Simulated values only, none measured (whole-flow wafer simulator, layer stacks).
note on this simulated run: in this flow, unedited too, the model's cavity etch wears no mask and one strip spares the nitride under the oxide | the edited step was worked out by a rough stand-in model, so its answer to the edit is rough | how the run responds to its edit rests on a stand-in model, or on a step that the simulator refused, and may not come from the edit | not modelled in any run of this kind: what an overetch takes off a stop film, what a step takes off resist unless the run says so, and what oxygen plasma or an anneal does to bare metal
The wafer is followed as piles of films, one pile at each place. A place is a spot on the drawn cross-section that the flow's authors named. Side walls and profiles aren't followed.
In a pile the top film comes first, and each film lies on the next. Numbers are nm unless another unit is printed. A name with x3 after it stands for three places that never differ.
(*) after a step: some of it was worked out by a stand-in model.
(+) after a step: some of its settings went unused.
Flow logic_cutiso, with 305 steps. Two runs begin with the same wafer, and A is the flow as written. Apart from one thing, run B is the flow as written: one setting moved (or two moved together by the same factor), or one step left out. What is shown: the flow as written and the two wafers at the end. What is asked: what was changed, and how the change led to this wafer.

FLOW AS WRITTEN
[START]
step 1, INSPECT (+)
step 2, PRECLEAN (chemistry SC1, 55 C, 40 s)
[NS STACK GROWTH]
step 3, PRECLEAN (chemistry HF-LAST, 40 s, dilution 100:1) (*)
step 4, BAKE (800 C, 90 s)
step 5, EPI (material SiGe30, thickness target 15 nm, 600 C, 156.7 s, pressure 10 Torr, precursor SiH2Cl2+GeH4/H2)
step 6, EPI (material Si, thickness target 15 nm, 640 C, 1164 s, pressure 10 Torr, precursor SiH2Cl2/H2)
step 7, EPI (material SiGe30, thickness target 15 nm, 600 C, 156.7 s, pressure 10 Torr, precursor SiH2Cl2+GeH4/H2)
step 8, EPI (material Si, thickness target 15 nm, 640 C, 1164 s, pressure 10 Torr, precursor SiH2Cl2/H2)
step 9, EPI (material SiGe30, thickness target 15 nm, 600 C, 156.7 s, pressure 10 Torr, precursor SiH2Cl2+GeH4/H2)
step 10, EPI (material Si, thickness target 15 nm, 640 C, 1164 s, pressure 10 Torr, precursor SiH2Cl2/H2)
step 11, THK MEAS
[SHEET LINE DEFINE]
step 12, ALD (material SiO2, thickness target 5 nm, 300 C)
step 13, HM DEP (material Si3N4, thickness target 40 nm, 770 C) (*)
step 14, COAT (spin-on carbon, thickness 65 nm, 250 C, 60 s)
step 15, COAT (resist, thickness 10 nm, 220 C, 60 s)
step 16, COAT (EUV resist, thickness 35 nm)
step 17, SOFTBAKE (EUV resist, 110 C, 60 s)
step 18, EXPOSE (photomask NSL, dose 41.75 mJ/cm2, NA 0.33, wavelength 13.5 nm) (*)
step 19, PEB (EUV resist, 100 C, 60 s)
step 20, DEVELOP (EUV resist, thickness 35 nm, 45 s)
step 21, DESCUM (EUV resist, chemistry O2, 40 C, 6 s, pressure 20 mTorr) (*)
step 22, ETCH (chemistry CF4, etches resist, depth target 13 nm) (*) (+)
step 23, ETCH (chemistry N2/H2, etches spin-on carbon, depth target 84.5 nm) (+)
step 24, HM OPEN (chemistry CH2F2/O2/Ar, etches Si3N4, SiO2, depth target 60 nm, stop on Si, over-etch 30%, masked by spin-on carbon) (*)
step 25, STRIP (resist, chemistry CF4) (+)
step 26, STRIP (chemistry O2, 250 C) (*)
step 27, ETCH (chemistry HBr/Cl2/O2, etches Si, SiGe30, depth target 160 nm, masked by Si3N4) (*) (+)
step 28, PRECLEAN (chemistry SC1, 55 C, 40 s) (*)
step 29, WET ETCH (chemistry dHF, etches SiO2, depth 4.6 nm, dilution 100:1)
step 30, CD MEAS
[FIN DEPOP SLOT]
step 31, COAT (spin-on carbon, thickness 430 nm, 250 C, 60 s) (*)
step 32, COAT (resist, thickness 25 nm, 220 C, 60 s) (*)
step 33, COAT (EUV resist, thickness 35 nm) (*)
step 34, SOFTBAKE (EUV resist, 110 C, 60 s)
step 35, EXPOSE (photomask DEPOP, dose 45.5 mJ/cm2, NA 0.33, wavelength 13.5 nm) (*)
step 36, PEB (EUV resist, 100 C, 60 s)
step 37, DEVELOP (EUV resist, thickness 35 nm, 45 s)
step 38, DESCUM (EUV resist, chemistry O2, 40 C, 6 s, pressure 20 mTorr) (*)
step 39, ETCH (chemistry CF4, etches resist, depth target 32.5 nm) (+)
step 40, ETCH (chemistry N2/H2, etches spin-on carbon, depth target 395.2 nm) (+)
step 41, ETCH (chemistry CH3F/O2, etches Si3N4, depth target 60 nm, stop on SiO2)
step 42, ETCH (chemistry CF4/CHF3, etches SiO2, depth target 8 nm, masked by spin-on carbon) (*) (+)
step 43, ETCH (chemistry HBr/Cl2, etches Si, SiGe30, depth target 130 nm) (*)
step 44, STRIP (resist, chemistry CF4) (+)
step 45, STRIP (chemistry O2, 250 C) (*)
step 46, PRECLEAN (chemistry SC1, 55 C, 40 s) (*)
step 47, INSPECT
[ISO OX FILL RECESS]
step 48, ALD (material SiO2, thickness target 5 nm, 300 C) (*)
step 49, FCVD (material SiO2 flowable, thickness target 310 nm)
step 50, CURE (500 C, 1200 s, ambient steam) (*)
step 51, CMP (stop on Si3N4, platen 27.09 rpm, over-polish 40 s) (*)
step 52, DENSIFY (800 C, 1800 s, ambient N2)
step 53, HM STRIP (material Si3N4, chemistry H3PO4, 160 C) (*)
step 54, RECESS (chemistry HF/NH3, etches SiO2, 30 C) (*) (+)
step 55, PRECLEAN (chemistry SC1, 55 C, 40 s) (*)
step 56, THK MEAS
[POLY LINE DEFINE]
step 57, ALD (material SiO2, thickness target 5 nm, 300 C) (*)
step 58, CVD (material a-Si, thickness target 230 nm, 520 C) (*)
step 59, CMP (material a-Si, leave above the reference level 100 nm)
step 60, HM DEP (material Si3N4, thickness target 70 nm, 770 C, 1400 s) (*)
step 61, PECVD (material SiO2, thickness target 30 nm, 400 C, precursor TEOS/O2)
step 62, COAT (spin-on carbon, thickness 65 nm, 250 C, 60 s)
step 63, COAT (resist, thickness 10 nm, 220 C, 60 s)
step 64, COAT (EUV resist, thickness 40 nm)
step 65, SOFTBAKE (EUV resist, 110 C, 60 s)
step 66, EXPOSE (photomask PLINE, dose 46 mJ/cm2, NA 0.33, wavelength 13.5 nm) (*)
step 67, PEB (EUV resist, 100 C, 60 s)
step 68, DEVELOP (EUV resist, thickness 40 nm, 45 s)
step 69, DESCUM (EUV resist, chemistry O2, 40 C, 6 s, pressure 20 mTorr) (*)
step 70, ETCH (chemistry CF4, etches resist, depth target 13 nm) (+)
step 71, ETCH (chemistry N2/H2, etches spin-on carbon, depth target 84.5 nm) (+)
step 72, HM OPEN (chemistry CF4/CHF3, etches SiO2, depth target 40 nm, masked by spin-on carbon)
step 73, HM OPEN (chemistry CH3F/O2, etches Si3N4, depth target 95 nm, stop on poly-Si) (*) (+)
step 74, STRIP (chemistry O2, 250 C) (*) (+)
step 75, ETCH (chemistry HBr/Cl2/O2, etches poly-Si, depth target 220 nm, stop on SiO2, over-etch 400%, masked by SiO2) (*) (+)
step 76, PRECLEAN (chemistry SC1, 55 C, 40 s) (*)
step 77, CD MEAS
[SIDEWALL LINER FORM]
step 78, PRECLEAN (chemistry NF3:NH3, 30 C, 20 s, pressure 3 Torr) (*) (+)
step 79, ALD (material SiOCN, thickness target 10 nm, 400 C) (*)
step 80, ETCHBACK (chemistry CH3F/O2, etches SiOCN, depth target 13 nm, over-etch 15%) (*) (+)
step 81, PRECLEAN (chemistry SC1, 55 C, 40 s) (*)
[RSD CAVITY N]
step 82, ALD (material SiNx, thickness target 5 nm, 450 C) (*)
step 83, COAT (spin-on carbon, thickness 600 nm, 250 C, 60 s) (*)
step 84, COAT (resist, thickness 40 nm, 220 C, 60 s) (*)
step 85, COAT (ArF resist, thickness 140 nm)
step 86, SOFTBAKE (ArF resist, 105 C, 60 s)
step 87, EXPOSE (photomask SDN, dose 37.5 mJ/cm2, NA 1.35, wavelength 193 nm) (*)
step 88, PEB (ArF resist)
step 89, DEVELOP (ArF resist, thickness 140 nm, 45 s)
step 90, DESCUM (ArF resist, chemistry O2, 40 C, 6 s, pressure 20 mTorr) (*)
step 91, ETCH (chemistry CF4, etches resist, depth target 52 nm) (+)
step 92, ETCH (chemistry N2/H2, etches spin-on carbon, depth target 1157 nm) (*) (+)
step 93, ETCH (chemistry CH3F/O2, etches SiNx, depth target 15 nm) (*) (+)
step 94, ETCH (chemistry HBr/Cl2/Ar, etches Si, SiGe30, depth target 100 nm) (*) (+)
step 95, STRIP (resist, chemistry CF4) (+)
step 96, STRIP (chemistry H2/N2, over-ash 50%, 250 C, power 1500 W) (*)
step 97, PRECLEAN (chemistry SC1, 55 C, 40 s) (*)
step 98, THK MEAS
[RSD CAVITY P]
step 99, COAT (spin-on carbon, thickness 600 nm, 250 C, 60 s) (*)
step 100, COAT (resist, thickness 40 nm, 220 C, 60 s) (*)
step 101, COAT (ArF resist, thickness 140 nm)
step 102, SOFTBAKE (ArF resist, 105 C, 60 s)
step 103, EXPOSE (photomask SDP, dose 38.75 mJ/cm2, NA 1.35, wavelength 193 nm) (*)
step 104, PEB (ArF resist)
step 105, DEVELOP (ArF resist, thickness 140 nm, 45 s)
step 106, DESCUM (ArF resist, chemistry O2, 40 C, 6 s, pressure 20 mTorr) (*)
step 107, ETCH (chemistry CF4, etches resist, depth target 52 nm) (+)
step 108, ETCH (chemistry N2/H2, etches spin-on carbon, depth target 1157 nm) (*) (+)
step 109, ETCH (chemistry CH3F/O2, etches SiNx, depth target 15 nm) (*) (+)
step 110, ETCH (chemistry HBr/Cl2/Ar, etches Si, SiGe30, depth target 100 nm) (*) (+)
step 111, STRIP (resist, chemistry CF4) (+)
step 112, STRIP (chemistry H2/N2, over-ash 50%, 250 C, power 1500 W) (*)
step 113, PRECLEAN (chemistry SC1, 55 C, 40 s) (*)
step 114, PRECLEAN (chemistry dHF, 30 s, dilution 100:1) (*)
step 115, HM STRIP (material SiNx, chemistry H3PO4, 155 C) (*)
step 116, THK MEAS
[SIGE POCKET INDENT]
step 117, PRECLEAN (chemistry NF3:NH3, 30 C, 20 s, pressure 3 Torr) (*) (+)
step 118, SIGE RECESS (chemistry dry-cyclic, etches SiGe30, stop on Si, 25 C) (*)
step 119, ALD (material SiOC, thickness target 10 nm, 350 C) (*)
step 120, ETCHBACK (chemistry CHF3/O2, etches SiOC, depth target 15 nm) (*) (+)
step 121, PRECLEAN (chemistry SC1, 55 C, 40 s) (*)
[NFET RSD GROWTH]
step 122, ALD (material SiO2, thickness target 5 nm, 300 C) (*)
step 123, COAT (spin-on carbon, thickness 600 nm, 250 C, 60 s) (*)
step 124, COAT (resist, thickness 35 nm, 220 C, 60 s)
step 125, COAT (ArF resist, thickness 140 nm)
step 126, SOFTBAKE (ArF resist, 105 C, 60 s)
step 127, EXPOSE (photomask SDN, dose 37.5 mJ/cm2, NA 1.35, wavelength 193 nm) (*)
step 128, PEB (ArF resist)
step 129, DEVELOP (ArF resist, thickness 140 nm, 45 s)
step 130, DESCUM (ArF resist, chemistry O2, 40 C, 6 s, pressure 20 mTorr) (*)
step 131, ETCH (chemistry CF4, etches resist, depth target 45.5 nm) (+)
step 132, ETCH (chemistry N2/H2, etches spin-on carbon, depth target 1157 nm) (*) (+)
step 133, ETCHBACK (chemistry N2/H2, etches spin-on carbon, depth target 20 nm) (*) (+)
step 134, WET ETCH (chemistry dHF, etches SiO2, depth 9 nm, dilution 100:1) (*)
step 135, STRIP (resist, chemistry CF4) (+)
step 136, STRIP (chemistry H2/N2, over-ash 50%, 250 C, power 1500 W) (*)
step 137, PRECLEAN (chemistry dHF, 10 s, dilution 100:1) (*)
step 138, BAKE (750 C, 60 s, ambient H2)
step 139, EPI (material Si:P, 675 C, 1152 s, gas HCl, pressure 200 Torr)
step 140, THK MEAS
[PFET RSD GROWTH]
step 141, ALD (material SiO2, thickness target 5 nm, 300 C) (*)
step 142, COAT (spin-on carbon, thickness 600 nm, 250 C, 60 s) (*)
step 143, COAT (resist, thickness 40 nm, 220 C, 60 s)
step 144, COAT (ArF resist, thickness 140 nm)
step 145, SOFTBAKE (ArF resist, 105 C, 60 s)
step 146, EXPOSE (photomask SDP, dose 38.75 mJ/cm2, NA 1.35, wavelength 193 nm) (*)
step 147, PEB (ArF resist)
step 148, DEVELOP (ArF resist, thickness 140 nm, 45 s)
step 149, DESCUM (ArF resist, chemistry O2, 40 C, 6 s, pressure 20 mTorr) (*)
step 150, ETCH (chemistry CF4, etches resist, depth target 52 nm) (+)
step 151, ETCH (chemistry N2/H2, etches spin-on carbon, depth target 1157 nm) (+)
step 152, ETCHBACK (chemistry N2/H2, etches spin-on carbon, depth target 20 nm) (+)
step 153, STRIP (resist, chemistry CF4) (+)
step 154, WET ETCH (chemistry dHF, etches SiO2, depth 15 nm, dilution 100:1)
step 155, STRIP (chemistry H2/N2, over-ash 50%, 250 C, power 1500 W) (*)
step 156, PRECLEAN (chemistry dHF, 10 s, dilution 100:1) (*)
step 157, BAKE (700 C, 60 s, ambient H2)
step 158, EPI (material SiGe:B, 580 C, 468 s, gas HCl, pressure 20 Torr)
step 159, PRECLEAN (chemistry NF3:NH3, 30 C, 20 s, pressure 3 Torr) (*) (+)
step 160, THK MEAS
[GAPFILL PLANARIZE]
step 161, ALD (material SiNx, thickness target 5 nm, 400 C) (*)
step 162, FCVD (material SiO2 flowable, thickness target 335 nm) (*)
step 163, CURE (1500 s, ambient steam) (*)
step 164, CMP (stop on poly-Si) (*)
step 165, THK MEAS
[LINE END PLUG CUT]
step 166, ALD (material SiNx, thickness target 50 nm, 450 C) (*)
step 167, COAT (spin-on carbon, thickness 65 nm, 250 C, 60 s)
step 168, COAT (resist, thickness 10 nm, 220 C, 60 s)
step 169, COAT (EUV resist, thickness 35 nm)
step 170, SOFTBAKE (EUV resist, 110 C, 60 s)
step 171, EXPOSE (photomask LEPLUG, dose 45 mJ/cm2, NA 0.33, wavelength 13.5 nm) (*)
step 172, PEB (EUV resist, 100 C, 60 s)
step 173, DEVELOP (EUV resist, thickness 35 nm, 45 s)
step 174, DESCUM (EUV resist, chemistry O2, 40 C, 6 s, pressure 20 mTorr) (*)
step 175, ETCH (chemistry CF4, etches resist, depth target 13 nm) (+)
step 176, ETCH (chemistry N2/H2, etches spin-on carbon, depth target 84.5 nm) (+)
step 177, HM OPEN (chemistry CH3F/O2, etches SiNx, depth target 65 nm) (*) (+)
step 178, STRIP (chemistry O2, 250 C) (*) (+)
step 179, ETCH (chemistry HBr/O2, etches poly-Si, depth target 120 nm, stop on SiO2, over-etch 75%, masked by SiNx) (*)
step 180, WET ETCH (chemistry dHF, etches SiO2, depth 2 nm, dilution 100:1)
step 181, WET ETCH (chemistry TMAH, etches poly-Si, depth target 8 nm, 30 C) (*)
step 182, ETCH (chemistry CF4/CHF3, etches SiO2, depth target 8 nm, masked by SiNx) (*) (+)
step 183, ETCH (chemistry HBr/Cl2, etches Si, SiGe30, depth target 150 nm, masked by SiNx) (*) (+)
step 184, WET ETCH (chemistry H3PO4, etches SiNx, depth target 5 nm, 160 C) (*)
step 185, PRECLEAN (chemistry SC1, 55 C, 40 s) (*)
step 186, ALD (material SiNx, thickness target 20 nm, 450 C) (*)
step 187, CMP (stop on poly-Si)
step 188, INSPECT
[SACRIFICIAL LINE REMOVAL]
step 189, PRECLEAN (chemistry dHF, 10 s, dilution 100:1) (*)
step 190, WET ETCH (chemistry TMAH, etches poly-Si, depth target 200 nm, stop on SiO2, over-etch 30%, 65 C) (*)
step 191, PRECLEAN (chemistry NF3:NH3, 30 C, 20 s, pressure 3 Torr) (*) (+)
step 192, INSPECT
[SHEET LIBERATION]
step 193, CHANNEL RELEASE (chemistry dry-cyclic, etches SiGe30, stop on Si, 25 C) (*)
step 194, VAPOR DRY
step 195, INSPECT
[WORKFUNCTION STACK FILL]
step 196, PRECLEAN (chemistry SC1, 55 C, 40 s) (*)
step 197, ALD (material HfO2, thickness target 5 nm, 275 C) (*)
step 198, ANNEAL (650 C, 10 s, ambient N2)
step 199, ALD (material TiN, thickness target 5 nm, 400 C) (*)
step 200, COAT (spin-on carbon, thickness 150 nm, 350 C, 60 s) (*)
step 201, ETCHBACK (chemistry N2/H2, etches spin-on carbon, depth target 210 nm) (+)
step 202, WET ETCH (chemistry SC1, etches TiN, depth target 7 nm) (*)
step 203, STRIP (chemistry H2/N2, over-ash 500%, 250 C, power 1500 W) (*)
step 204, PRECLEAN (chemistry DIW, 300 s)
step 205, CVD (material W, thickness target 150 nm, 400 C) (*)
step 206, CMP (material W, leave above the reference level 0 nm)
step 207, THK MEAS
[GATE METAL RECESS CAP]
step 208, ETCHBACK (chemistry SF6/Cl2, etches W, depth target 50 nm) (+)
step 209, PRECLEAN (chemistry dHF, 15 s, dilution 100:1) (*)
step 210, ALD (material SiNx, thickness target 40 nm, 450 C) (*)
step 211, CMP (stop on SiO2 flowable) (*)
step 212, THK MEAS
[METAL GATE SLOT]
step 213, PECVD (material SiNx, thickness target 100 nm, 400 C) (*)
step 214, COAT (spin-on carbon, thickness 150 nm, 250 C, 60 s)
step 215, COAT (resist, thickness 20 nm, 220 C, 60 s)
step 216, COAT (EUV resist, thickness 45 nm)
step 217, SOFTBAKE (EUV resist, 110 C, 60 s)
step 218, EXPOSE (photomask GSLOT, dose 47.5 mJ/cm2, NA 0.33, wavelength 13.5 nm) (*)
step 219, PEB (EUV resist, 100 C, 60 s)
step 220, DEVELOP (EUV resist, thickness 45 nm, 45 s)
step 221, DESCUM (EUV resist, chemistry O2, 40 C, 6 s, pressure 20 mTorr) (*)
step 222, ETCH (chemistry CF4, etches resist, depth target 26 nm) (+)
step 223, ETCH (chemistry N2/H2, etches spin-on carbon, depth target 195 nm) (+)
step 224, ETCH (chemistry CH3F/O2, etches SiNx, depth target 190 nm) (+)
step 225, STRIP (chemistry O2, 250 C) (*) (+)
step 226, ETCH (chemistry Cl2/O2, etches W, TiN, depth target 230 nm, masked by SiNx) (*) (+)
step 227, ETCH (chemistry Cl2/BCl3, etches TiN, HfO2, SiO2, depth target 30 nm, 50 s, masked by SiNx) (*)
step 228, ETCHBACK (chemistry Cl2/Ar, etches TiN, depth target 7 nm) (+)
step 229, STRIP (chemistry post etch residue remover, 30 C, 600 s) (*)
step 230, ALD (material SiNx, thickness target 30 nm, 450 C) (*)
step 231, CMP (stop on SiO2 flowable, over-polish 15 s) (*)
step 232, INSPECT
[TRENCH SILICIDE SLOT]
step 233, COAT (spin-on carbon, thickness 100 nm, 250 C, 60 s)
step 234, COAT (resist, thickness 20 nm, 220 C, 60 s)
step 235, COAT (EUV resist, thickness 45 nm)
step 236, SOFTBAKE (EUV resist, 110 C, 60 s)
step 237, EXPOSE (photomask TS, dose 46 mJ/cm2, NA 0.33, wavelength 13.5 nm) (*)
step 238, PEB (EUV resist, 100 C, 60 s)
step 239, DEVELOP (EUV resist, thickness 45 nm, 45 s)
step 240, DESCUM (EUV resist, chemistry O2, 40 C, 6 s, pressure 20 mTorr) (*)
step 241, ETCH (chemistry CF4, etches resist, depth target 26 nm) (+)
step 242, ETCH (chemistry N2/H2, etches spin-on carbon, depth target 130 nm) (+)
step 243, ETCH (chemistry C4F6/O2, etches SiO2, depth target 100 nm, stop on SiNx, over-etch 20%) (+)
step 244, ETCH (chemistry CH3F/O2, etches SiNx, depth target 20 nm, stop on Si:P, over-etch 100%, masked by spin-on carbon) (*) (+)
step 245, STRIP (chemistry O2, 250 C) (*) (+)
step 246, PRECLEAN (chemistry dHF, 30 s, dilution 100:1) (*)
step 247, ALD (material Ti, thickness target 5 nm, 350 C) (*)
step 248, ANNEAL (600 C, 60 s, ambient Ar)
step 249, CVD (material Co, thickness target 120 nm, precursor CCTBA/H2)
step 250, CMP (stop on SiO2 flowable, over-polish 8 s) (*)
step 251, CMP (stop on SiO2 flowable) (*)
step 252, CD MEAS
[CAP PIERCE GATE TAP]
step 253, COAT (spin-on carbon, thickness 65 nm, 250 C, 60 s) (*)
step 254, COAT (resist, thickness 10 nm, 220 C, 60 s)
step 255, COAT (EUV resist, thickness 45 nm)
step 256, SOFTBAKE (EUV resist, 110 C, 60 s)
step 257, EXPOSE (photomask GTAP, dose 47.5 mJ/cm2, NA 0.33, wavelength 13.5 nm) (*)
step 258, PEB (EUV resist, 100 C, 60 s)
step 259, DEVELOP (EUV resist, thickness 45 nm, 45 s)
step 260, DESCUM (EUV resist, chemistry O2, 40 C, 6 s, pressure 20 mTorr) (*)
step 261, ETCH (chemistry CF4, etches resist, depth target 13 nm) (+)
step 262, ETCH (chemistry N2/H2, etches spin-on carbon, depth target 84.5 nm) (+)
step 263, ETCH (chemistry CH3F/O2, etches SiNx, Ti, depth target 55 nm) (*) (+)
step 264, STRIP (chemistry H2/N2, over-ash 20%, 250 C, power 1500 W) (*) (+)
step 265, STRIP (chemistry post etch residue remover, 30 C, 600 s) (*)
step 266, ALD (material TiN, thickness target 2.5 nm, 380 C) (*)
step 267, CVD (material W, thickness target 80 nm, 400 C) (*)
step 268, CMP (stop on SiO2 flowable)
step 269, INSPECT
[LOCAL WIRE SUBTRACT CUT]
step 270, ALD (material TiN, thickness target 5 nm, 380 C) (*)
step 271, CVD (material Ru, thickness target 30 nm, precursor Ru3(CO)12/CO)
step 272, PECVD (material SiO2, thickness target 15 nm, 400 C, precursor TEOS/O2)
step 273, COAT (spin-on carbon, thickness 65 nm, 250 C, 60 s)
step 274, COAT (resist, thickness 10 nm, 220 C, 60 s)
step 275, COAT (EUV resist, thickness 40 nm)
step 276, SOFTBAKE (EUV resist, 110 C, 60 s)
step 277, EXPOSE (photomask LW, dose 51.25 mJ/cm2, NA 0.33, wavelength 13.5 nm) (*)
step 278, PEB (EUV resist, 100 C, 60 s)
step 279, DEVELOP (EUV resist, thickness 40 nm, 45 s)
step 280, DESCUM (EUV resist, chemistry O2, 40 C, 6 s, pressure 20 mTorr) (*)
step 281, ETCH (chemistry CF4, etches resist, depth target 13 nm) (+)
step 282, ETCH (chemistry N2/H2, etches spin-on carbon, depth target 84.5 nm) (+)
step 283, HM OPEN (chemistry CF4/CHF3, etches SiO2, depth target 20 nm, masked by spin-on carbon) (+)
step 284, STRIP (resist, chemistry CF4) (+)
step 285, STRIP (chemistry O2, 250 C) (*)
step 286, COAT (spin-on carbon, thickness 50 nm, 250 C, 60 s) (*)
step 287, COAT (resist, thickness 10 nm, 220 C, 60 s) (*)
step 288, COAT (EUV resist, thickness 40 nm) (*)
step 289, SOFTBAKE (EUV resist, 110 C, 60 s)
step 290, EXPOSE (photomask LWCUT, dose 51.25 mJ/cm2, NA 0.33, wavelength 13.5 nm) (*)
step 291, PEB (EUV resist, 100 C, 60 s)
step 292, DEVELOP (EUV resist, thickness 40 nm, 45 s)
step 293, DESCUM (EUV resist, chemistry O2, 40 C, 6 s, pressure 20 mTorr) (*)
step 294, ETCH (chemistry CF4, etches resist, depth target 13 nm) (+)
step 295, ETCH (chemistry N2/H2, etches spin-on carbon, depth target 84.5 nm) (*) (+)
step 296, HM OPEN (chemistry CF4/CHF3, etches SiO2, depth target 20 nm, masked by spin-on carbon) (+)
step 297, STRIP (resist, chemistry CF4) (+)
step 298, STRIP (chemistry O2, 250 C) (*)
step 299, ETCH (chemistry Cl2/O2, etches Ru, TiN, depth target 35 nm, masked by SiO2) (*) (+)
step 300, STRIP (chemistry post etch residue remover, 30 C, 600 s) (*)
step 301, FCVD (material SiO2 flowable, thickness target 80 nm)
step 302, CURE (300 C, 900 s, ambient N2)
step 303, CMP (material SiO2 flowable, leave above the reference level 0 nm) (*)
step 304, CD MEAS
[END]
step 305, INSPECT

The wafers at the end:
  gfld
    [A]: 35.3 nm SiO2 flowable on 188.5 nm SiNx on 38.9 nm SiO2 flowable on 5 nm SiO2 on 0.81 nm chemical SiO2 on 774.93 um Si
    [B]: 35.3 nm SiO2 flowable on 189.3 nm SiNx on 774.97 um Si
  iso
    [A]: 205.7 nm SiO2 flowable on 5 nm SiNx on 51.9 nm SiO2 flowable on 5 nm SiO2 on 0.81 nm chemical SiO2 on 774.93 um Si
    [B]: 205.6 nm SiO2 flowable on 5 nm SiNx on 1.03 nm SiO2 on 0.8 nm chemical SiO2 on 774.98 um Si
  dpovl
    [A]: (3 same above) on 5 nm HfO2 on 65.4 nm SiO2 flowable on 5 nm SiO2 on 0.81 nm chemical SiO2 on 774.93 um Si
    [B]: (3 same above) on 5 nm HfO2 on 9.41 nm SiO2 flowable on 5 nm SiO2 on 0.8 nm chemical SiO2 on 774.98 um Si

The reason: step 27, ETCH: depth target 104 nm was run, though the flow has depth target 160 nm.

The path from the change to this, step by step:
  step 27, ETCH (chemistry HBr/Cl2/O2, etches Si, SiGe30, depth target 160 nm, masked by Si3N4) (*) (+)
      depop, gl, glp and 12 more: A -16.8 Si3N4 | B -11.7 Si3N4
      gfld, gxf, iso, lnri: A -0.79 chemical SiO2 (all of it), -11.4 Si (all of it), -15 SiGe30 (all of it), -15 Si (all of it), -15 SiGe30 (all of it), -15 Si (all of it), -15 SiGe30 (all of it), -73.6 Si | B -0.79 chemical SiO2 (all of it), -11.4 Si (all of it), -15 SiGe30 (all of it), -15 Si (all of it), -15 SiGe30 (all of it), -15 Si (all of it), -15 SiGe30 (all of it), -17.6 Si
      (also at 3 further places)
  step 31, COAT (spin-on carbon, thickness 430 nm, 250 C, 60 s) (*)
      depop, ns: A +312 spin-on carbon (new film) | B +343.3 spin-on carbon (new film)
      dpovl, nsgap: A +503.7 spin-on carbon (new film) | B +484.1 spin-on carbon (new film)
      (also at 18 further places)
  step 40, ETCH (chemistry N2/H2, etches spin-on carbon, depth target 395.2 nm) (+)
      depop: A -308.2 spin-on carbon (all of it), -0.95 Si3N4 | B -339.6 spin-on carbon (all of it), -0.61 Si3N4
  step 41, ETCH (chemistry CH3F/O2, etches Si3N4, depth target 60 nm, stop on SiO2)
      gfld, gl, glp and 17 more: A -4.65 resist | B -5.73 resist
      depop: A -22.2 Si3N4 (all of it), -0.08 SiO2 | B -27.7 Si3N4 (all of it), -0.08 SiO2
      (also at 1 further place)
  step 42, ETCH (chemistry CF4/CHF3, etches SiO2, depth target 8 nm, masked by spin-on carbon) (*) (+)
      gfld: A -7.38 resist | B -6.32 resist (all of it), -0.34 spin-on carbon
      gxf: A -7.42 resist (all of it) | B -6.08 resist (all of it), -0.42 spin-on carbon
      (also at 18 further places)
  step 45, STRIP (chemistry O2, 250 C) (*)
      gfld, lnri: A +0.82 chemical SiO2 (new film), -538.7 spin-on carbon (all of it), -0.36 Si | B +0.81 chemical SiO2 (new film), -500.7 spin-on carbon (all of it), -0.35 Si
      glp, tap: A -347.6 spin-on carbon (all of it) | B -360.6 spin-on carbon (all of it)
      (also at 17 further places)
  step 49, FCVD (material SiO2 flowable, thickness target 310 nm)
      gl, glp, gxn and 10 more: A +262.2 SiO2 flowable (new film) | B +274.9 SiO2 flowable (new film)
      gfld, gxf, iso, lnri: A +453.9 SiO2 flowable (new film) | B +415.6 SiO2 flowable (new film)
      (also at 5 further places)
  step 50, CURE (500 C, 1200 s, ambient steam) (*)
      depop: A -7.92 SiO2 flowable | B -8.53 SiO2 flowable
      dpovl: A -7.92 SiO2 flowable | B -8.52 SiO2 flowable
      (also at 3 further places)
  step 51, CMP (stop on Si3N4, platen 27.09 rpm, over-polish 40 s) (*)
      lnrt, rsdn, tap: A -254.2 SiO2 flowable (all of it), -5 SiO2 (all of it), -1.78 Si3N4 | B -266.5 SiO2 flowable (all of it), -5 SiO2 (all of it), -1.78 Si3N4
      dpovl, isow: A -200.4 SiO2 flowable | B -225.1 SiO2 flowable
      (also at 17 further places)
  step 52, DENSIFY (800 C, 1800 s, ambient N2)
      gfld, gxf, iso, lnri: A -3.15 SiO2 flowable | B -1.99 SiO2 flowable
      dpovl: A -2.82 SiO2 flowable | B -2.02 SiO2 flowable
      (also at 1 further place)
  step 53, HM STRIP (material Si3N4, chemistry H3PO4, 160 C) (*)
      gl, glp, gxn and 11 more: A -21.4 Si3N4 (all of it), -0.36 SiO2 | B -26.5 Si3N4 (all of it), -0.45 SiO2
  step 54, RECESS (chemistry HF/NH3, etches SiO2, 30 C) (*) (+)
      gfld, gxf, iso, lnri: A -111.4 SiO2 flowable | B -117.2 SiO2 flowable
      depop: A -111.9 SiO2 flowable | B -116.5 SiO2 flowable
      (also at 3 further places)
  step 120, ETCHBACK (chemistry CHF3/O2, etches SiOC, depth target 15 nm) (*) (+)
      iso: A -10 SiOC (all of it), -5 SiO2 flowable | B -10 SiOC (all of it), -1.52 SiO2 flowable (all of it), -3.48 SiO2
  step 122, ALD (material SiO2, thickness target 5 nm, 300 C) (*)
      iso: A +5 SiO2 (new film) | B +5 SiO2
  step 159, PRECLEAN (chemistry NF3:NH3, 30 C, 20 s, pressure 3 Torr) (*) (+)
      iso: A -6.96 SiO2 (all of it), -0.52 SiO2 flowable | B -7.41 SiO2
  step 227, ETCH (chemistry Cl2/BCl3, etches TiN, HfO2, SiO2, depth target 30 nm, 50 s, masked by SiNx) (*)
      gfld: A -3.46 HfO2 (all of it), -26.5 SiO2 flowable | B -3.46 HfO2 (all of it), -9.81 SiO2 flowable (all of it), -5 SiO2 (all of it), -0.8 chemical SiO2 (all of it), -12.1 Si
